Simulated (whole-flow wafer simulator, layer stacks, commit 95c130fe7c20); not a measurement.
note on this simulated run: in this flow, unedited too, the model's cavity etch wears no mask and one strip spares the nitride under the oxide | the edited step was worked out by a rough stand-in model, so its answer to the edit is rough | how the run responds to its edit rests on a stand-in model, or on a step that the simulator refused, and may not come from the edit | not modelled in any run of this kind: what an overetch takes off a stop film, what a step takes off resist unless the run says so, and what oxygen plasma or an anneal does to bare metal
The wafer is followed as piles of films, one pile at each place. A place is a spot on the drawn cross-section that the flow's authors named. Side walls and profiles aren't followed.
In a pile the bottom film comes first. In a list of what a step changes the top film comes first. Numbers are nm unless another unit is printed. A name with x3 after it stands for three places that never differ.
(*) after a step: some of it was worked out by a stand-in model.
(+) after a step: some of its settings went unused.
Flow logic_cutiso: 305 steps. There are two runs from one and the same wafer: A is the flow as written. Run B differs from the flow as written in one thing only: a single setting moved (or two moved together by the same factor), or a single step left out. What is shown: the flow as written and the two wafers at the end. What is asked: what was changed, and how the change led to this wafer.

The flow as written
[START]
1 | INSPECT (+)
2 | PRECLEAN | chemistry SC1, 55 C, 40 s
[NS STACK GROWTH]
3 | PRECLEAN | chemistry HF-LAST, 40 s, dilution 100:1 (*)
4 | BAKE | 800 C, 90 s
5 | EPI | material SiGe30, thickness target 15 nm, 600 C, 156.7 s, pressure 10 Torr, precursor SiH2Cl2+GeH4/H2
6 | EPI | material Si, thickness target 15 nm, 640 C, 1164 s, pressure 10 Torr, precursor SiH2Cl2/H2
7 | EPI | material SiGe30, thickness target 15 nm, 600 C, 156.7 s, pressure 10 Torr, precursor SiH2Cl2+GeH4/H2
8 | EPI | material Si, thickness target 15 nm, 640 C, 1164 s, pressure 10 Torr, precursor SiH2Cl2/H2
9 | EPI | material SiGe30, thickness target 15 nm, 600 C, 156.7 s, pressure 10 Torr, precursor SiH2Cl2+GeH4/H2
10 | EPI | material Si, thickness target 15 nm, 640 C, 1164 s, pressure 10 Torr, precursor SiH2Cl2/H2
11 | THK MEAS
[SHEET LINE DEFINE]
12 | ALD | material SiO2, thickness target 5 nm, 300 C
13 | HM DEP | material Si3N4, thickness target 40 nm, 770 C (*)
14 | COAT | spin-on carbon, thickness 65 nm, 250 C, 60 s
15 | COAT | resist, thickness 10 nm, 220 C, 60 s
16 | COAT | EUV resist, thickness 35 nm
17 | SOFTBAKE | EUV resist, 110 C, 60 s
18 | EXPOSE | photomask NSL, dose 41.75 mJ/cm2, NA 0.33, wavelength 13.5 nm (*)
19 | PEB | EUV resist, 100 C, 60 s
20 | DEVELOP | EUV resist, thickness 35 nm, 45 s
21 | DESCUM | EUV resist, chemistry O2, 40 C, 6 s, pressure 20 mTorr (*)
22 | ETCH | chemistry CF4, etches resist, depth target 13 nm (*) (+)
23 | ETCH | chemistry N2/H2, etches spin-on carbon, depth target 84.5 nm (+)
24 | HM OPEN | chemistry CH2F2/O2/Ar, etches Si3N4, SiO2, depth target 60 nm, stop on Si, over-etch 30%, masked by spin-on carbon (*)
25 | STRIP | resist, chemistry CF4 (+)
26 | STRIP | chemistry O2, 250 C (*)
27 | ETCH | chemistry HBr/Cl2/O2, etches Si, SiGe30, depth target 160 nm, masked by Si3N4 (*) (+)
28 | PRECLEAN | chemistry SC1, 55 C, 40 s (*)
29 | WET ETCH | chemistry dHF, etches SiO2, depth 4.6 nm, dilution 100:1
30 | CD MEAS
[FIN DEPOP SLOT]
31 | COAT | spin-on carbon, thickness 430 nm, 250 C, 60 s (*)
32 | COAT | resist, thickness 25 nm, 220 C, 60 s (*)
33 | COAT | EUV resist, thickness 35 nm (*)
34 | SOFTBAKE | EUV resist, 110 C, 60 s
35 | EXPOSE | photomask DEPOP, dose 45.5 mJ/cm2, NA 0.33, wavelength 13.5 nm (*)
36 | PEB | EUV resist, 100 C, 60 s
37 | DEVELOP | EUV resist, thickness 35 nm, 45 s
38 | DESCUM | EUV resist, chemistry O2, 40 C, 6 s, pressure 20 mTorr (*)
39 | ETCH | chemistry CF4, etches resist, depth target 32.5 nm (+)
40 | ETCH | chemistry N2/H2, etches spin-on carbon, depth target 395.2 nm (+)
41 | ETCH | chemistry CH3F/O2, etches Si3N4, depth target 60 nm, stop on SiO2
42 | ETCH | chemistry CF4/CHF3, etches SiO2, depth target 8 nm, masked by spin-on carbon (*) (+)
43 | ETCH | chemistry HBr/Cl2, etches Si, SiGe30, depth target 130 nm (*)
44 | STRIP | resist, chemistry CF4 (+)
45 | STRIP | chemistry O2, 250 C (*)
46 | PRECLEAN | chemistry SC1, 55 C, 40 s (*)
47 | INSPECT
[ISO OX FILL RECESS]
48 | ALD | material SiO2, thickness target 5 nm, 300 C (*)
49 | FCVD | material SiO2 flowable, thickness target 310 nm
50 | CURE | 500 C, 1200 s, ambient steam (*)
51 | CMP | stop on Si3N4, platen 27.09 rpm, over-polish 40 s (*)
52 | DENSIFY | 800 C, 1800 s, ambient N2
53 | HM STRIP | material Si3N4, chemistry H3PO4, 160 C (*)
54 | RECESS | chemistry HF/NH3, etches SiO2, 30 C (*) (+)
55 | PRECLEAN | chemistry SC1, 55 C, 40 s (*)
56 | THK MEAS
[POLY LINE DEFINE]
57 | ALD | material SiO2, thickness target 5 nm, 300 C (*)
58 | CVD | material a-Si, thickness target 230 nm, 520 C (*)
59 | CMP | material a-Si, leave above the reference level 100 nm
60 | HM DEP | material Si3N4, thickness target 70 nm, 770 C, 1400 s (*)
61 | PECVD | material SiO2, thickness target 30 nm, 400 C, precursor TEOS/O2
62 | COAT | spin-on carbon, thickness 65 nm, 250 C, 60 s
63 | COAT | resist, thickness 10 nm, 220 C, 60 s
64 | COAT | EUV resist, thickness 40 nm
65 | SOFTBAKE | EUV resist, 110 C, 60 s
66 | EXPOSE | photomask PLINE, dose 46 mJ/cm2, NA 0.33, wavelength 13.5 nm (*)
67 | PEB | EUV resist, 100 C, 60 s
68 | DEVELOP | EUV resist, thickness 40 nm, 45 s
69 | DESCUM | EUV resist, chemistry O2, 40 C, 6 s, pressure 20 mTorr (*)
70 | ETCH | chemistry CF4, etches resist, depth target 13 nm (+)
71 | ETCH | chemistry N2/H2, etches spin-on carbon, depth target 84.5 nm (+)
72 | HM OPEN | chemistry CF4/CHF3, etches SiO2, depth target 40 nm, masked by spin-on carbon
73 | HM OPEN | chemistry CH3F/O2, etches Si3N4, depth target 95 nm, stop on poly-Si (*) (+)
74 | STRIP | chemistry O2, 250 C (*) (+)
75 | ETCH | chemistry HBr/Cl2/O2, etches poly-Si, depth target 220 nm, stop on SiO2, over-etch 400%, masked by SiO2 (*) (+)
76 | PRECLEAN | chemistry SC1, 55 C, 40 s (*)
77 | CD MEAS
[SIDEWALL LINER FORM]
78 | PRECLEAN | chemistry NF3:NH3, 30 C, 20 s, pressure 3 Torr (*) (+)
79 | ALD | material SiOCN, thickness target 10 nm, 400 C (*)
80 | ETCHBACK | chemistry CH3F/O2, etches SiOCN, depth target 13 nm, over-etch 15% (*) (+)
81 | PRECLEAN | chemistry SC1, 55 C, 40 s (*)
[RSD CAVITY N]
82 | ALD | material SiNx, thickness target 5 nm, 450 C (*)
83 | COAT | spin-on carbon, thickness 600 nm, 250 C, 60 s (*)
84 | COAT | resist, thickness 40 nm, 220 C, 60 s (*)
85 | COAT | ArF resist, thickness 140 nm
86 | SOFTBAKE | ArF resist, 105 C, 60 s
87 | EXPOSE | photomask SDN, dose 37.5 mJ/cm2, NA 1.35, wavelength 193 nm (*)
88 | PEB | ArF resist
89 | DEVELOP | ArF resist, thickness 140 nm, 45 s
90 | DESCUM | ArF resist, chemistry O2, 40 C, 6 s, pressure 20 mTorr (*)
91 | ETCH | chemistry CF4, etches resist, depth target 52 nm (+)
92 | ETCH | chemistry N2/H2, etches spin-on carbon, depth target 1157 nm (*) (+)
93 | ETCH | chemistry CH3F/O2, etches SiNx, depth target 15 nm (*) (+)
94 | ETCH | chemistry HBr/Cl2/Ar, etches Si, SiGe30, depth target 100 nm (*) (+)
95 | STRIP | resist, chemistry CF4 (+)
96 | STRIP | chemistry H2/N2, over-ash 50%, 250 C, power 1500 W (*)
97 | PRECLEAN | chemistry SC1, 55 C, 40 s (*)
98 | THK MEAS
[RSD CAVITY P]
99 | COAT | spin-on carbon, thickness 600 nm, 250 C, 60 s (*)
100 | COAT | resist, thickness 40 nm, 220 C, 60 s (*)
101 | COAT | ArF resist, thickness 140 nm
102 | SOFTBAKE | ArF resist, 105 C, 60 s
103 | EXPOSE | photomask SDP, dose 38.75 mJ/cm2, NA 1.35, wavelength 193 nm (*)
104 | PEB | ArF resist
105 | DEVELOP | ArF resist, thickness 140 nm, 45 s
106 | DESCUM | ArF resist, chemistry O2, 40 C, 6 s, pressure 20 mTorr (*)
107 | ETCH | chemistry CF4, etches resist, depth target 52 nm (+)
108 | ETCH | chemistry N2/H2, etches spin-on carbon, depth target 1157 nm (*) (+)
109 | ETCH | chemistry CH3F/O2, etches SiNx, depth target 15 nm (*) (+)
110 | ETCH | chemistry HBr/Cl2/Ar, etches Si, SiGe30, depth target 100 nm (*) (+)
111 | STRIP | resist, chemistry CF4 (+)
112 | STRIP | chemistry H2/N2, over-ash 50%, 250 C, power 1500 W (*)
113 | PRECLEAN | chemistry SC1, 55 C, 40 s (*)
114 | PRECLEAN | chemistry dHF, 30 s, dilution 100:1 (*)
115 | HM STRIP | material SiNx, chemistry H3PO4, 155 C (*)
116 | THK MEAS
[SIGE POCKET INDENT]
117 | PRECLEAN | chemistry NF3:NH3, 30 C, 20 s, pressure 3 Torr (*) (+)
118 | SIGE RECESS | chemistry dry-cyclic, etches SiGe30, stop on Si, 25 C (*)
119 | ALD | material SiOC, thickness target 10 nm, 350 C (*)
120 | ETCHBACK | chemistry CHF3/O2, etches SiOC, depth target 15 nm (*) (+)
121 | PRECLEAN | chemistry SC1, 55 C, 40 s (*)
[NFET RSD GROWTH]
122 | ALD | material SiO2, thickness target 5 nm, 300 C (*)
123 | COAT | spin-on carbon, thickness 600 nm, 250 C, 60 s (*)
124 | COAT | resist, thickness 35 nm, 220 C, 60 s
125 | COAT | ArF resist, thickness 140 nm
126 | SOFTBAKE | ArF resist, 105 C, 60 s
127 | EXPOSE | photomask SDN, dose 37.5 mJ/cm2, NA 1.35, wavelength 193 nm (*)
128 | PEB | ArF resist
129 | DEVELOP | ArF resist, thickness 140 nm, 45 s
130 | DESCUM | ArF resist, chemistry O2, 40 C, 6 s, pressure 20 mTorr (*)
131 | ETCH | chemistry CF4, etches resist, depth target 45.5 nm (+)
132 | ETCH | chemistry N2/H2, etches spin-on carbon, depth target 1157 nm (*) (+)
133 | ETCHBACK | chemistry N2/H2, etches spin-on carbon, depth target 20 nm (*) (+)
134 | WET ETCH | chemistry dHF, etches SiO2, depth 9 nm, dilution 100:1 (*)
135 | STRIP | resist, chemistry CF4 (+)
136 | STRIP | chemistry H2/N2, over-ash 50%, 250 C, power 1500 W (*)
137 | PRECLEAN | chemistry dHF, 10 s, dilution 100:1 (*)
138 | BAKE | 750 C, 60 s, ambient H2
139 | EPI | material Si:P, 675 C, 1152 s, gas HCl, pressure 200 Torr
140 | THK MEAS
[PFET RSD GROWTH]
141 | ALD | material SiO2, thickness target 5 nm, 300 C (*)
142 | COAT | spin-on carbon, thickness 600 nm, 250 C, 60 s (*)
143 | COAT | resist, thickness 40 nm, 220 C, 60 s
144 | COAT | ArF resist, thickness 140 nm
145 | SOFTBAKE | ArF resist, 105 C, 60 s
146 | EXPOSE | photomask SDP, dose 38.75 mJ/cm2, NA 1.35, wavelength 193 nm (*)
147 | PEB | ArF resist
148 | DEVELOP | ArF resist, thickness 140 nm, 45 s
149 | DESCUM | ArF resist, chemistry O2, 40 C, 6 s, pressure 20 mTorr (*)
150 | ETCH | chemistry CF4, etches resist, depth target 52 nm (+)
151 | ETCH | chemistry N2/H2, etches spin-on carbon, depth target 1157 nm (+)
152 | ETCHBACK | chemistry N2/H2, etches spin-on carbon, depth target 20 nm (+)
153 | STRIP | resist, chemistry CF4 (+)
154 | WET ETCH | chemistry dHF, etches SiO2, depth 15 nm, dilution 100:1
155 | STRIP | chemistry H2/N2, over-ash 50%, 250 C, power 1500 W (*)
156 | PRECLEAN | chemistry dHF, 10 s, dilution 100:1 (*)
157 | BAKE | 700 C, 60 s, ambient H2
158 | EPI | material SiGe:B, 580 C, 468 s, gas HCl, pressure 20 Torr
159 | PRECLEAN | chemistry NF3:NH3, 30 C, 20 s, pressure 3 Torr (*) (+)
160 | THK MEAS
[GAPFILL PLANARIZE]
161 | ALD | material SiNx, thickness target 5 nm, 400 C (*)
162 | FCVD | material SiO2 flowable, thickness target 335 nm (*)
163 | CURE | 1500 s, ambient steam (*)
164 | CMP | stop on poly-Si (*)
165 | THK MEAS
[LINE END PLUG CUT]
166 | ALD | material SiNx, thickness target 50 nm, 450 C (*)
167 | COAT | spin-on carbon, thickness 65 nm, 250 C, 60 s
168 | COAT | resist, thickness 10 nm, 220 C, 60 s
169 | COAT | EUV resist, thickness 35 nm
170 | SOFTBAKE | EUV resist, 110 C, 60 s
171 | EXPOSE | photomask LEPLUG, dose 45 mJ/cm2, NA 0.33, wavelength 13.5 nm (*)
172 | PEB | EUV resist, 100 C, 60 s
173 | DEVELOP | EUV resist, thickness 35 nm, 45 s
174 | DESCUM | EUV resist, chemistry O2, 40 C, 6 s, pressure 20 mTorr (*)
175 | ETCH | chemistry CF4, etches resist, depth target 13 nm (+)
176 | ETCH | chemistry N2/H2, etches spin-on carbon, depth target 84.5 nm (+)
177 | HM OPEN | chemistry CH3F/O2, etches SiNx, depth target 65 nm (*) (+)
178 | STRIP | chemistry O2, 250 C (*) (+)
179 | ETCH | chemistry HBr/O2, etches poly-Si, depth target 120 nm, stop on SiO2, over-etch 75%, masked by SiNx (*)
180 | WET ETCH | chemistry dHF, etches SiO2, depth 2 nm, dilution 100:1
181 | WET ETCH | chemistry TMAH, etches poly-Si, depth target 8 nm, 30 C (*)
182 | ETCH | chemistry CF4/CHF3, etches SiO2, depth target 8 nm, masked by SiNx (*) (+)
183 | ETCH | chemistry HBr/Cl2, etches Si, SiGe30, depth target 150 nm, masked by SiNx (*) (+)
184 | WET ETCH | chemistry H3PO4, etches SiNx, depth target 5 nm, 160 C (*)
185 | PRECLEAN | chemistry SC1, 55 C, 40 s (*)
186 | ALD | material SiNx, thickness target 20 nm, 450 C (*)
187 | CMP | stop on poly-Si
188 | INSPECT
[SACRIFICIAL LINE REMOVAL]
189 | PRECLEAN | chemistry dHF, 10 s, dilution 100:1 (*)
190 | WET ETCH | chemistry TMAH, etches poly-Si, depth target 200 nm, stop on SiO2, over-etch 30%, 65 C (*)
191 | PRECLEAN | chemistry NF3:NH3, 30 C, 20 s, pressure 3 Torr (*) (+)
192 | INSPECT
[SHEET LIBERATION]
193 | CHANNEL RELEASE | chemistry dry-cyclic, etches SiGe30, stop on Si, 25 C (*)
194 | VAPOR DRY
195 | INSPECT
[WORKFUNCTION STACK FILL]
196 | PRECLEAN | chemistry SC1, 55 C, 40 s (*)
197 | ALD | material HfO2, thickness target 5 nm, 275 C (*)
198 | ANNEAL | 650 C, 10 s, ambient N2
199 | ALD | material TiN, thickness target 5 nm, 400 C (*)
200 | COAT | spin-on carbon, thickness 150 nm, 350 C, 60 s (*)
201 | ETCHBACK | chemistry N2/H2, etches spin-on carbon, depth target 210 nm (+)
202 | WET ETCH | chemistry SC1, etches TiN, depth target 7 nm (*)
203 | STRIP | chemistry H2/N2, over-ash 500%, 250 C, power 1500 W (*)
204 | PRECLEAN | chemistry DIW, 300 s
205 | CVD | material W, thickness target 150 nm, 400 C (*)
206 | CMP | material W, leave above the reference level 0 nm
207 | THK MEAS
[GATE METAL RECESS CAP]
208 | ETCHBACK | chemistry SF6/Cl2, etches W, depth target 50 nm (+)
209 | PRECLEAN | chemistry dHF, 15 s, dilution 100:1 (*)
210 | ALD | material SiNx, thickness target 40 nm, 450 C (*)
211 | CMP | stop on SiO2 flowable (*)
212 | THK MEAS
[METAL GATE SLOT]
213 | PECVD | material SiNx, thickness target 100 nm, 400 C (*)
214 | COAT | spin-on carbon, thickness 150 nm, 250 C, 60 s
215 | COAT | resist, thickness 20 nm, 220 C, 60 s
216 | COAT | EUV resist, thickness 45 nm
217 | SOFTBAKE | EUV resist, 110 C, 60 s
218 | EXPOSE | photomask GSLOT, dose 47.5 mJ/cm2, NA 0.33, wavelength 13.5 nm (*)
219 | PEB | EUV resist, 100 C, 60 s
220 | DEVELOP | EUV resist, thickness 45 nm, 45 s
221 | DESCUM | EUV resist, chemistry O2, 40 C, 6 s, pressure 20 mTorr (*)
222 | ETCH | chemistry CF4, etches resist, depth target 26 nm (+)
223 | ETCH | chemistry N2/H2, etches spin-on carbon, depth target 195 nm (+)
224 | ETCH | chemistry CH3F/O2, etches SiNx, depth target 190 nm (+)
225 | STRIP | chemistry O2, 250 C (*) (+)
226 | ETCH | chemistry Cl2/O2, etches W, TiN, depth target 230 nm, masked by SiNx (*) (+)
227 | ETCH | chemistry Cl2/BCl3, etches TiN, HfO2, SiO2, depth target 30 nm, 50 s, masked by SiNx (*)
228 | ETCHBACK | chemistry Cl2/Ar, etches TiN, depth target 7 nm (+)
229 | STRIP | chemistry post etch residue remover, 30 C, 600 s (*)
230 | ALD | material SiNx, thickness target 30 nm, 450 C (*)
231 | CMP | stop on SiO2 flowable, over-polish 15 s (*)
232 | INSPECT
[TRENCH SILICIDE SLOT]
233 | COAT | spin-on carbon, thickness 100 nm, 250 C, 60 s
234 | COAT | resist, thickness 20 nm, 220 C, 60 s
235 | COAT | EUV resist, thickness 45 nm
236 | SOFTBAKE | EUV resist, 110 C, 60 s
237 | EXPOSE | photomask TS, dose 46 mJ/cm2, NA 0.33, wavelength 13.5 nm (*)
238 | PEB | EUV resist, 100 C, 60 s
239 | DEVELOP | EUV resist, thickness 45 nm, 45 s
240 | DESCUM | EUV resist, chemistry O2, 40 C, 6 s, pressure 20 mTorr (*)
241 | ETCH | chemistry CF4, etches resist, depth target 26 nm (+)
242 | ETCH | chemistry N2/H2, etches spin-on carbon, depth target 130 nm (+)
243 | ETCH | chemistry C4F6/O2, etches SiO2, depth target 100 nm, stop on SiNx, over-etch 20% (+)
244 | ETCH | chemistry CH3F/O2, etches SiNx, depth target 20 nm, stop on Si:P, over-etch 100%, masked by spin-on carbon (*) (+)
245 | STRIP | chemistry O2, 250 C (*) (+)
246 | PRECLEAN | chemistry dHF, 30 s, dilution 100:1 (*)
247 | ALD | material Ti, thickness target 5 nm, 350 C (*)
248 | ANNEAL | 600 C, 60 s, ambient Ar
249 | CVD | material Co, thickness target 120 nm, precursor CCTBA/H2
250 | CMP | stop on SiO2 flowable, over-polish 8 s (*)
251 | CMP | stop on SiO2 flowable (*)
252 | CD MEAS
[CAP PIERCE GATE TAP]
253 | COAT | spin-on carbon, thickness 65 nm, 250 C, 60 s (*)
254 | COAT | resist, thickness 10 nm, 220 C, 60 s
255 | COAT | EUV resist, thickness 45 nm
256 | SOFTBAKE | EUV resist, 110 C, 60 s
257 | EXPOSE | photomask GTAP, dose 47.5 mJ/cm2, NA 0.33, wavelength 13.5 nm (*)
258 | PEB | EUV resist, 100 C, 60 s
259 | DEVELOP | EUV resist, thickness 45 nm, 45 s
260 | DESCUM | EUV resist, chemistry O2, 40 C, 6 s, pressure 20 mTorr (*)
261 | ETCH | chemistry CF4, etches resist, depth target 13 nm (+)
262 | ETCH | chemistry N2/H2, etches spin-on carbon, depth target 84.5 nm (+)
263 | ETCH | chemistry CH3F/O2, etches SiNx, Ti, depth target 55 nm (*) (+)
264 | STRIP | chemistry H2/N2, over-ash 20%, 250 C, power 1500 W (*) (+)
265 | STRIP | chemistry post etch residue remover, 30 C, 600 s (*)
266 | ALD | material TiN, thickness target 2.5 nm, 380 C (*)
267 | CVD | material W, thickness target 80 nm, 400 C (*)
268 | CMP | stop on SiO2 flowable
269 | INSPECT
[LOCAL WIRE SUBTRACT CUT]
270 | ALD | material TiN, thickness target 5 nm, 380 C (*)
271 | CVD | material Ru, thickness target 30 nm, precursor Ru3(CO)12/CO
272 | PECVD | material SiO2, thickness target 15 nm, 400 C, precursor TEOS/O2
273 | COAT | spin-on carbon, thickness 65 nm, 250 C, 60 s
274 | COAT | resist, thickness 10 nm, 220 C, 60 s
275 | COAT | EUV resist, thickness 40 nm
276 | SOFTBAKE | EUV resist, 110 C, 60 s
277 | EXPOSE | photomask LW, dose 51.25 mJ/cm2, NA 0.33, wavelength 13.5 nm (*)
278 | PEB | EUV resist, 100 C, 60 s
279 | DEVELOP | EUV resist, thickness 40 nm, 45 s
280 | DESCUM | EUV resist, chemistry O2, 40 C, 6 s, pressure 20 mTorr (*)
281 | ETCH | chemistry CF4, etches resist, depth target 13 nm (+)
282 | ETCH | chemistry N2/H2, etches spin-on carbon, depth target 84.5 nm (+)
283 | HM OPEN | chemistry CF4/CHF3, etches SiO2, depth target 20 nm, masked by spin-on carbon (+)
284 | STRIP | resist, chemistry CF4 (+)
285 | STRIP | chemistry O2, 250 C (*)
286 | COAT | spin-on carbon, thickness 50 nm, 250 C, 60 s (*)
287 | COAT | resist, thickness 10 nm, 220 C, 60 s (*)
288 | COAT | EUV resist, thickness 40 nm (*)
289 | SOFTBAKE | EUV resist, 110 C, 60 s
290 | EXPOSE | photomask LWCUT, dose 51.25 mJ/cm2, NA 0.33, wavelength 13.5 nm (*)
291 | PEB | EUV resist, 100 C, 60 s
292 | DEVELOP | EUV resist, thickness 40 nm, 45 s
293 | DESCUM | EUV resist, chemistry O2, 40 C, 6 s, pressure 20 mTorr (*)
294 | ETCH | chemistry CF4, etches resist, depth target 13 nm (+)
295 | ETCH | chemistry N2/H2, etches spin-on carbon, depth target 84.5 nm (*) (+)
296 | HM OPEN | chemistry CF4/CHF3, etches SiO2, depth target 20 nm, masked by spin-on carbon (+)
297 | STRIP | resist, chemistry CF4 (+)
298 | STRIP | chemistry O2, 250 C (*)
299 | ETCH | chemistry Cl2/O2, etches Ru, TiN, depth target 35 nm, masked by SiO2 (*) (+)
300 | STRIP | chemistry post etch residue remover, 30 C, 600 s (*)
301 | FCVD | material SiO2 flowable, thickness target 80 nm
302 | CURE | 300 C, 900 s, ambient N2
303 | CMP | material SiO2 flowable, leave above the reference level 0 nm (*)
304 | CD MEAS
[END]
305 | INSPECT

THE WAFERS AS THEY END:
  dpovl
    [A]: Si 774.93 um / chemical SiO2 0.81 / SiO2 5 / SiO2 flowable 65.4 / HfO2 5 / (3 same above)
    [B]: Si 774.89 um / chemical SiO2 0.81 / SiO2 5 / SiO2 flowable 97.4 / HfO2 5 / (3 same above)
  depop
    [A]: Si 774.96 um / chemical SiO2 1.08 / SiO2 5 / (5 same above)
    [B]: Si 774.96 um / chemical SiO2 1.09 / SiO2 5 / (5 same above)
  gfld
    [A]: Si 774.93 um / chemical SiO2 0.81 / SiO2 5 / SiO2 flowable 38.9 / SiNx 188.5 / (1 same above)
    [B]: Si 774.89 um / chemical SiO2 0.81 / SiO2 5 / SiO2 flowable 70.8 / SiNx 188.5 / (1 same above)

The reason: step 27, ETCH: depth target 192 nm was run, though the flow has depth target 160 nm.

The path from the change to this, step by step:
  27 | ETCH | chemistry HBr/Cl2/O2, etches Si, SiGe30, depth target 160 nm, masked by Si3N4 (*) (+)
      depop, gl, glp and 12 more: A Si3N4 loses 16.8 | B Si3N4 loses 19.7
      gfld, gxf, iso, lnri: A chemical SiO2 loses 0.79 (all of it), Si loses 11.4 (all of it), SiGe30 loses 15 (all of it), Si loses 15 (all of it), SiGe30 loses 15 (all of it), Si loses 15 (all of it), SiGe30 loses 15 (all of it), Si loses 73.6 | B chemical SiO2 loses 0.79 (all of it), Si loses 11.4 (all of it), SiGe30 loses 15 (all of it), Si loses 15 (all of it), SiGe30 loses 15 (all of it), Si loses 15 (all of it), SiGe30 loses 15 (all of it), Si loses 105.6
      (and at 3 other places as well)
  31 | COAT | spin-on carbon, thickness 430 nm, 250 C, 60 s (*)
      depop, ns: A spin-on carbon gains 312 (new film) | B spin-on carbon gains 294.1 (new film)
      dpovl, nsgap: A spin-on carbon gains 503.7 (new film) | B spin-on carbon gains 514.9 (new film)
      (and at 13 other places as well)
  40 | ETCH | chemistry N2/H2, etches spin-on carbon, depth target 395.2 nm (+)
      depop: A spin-on carbon loses 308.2 (all of it), Si3N4 loses 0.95 | B spin-on carbon loses 290.3 (all of it), Si3N4 loses 1.14
  41 | ETCH | chemistry CH3F/O2, etches Si3N4, depth target 60 nm, stop on SiO2
      gfld, gl, glp and 17 more: A resist loses 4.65 | B resist loses 4.03
      depop: A Si3N4 loses 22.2 (all of it), SiO2 loses 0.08 | B Si3N4 loses 19.1 (all of it), SiO2 loses 0.08
      (and at 1 other place as well)
  42 | ETCH | chemistry CF4/CHF3, etches SiO2, depth target 8 nm, masked by spin-on carbon (*) (+)
      gxf: A resist loses 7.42 (all of it) | B resist loses 7.38
      gxn: A resist loses 7.31 (all of it) | B resist loses 7.38
      (and at 13 other places as well)
  43 | ETCH | chemistry HBr/Cl2, etches Si, SiGe30, depth target 130 nm (*)
      gxf: A spin-on carbon loses 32 | B resist loses 0.81 (all of it), spin-on carbon loses 30.9
      gxn: A spin-on carbon loses 32 | B resist loses 0.68 (all of it), spin-on carbon loses 31.1
      (and at 5 other places as well)
  45 | STRIP | chemistry O2, 250 C (*)
      gfld, lnri: A chemical SiO2 gains 0.82 (new film), spin-on carbon loses 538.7 (all of it), Si loses 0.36 | B chemical SiO2 gains 0.82 (new film), spin-on carbon loses 561.1 (all of it), Si loses 0.36
      glp, tap: A spin-on carbon loses 347.6 (all of it) | B spin-on carbon loses 340.3 (all of it)
      (and at 14 other places as well)
  49 | FCVD | material SiO2 flowable, thickness target 310 nm
      gl, glp, gxn and 10 more: A SiO2 flowable gains 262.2 (new film) | B SiO2 flowable gains 254.9 (new film)
      gfld, gxf, iso, lnri: A SiO2 flowable gains 453.9 (new film) | B SiO2 flowable gains 475.7 (new film)
      (and at 5 other places as well)
  51 | CMP | stop on Si3N4, platen 27.09 rpm, over-polish 40 s (*)
      dpovl, isow: A SiO2 flowable loses 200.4 | B SiO2 flowable loses 187
      gxn, gxp: A SiO2 flowable loses 253 (all of it), SiO2 loses 5 (all of it), Si3N4 loses 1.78 | B SiO2 flowable loses 245.9 (all of it), SiO2 loses 5 (all of it), Si3N4 loses 1.78
      (and at 18 other places as well)
  52 | DENSIFY | 800 C, 1800 s, ambient N2
      gfld, gxf, iso, lnri: A SiO2 flowable loses 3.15 | B SiO2 flowable loses 3.85
  53 | HM STRIP | material Si3N4, chemistry H3PO4, 160 C (*)
      gl, glp, gxn and 11 more: A Si3N4 loses 21.4 (all of it), SiO2 loses 0.36 | B Si3N4 loses 18.5 (all of it), SiO2 loses 0.31
  54 | RECESS | chemistry HF/NH3, etches SiO2, 30 C (*) (+)
      gfld, gxf, iso, lnri: A SiO2 flowable loses 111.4 | B SiO2 flowable loses 108.1
      depop: A SiO2 flowable loses 111.9 | B SiO2 flowable loses 109.3
      (and at 3 other places as well)
